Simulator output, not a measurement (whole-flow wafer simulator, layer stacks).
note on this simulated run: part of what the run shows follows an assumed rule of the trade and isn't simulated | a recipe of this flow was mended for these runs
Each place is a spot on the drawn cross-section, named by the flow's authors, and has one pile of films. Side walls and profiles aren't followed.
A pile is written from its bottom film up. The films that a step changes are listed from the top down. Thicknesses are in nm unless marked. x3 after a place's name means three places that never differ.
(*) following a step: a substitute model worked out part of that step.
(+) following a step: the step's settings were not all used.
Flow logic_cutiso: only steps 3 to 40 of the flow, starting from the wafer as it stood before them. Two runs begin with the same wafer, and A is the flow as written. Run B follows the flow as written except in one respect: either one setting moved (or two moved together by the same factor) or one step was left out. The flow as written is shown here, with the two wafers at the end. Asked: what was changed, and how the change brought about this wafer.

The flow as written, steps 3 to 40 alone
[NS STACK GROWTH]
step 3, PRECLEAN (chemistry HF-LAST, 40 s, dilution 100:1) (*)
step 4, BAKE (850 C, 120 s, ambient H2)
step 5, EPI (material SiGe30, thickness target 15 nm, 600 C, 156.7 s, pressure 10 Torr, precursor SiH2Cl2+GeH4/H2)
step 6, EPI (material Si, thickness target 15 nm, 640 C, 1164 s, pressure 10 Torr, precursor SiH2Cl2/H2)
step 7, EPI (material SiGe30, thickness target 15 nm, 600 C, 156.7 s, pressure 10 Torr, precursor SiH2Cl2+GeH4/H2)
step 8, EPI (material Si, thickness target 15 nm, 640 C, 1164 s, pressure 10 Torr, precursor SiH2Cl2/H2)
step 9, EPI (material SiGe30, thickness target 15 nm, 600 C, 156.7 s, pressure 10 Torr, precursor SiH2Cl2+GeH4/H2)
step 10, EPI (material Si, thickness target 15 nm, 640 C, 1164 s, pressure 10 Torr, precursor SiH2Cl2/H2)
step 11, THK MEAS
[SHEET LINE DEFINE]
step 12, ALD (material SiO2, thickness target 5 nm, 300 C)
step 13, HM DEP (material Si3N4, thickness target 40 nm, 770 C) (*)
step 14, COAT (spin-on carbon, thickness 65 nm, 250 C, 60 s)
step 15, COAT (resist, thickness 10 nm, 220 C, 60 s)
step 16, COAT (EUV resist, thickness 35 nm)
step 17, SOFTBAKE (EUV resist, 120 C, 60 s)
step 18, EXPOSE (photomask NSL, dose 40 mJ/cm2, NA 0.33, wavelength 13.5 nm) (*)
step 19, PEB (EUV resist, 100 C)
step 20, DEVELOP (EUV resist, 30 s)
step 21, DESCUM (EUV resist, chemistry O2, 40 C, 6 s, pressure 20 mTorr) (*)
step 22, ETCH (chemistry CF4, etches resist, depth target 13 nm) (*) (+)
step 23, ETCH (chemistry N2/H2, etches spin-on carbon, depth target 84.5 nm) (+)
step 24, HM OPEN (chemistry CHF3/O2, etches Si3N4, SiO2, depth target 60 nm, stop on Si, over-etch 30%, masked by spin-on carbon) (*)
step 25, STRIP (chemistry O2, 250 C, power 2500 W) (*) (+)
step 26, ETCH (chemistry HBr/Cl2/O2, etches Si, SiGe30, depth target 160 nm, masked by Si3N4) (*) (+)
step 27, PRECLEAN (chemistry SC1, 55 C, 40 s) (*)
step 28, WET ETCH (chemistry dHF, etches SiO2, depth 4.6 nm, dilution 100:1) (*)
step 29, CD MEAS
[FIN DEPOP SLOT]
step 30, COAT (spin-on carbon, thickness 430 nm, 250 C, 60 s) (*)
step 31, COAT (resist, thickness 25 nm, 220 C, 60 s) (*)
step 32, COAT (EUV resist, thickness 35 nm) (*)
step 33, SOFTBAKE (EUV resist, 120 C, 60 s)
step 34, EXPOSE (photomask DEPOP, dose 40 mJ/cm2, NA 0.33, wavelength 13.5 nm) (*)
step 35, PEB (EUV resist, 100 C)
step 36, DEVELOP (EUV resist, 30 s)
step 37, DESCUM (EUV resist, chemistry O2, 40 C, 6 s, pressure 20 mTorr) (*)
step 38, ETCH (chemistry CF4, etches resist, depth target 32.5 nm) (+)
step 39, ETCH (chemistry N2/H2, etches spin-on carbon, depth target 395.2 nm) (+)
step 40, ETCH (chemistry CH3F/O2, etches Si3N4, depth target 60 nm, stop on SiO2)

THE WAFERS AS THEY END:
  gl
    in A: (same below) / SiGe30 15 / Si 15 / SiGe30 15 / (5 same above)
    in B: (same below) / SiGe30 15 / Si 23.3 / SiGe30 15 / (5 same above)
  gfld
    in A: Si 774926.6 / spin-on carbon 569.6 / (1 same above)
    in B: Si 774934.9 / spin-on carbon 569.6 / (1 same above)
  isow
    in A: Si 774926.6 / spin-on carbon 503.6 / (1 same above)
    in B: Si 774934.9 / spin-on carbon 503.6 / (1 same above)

The reason: step 8, EPI: thickness target 23.2 nm was run, though the flow has thickness target 15 nm; step 8, EPI: 1805 s was run, where the flow has 1164 s.

How this came from the change, step by step:
  step 8, EPI (material Si, thickness target 15 nm, 640 C, 1164 s, pressure 10 Torr, precursor SiH2Cl2/H2)
      depop, dpovl, gfld and 19 more: A Si gains 15 (new film) | B Si gains 23.3 (new film)
  step 26, ETCH (chemistry HBr/Cl2/O2, etches Si, SiGe30, depth target 160 nm, masked by Si3N4) (*) (+)
      dpovl, gfld, gxf, iso, isow, lnri, nsgap: A chemical SiO2 loses 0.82 (all of it), Si loses 12 (all of it), SiGe30 loses 15 (all of it), Si loses 15 (all of it), SiGe30 loses 15 (all of it), Si loses 15 (all of it), SiGe30 loses 15 (all of it), Si loses 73 | B chemical SiO2 loses 0.82 (all of it), Si loses 12 (all of it), SiGe30 loses 15 (all of it), Si loses 23.3 (all of it), SiGe30 loses 15 (all of it), Si loses 15 (all of it), SiGe30 loses 15 (all of it), Si loses 64.8
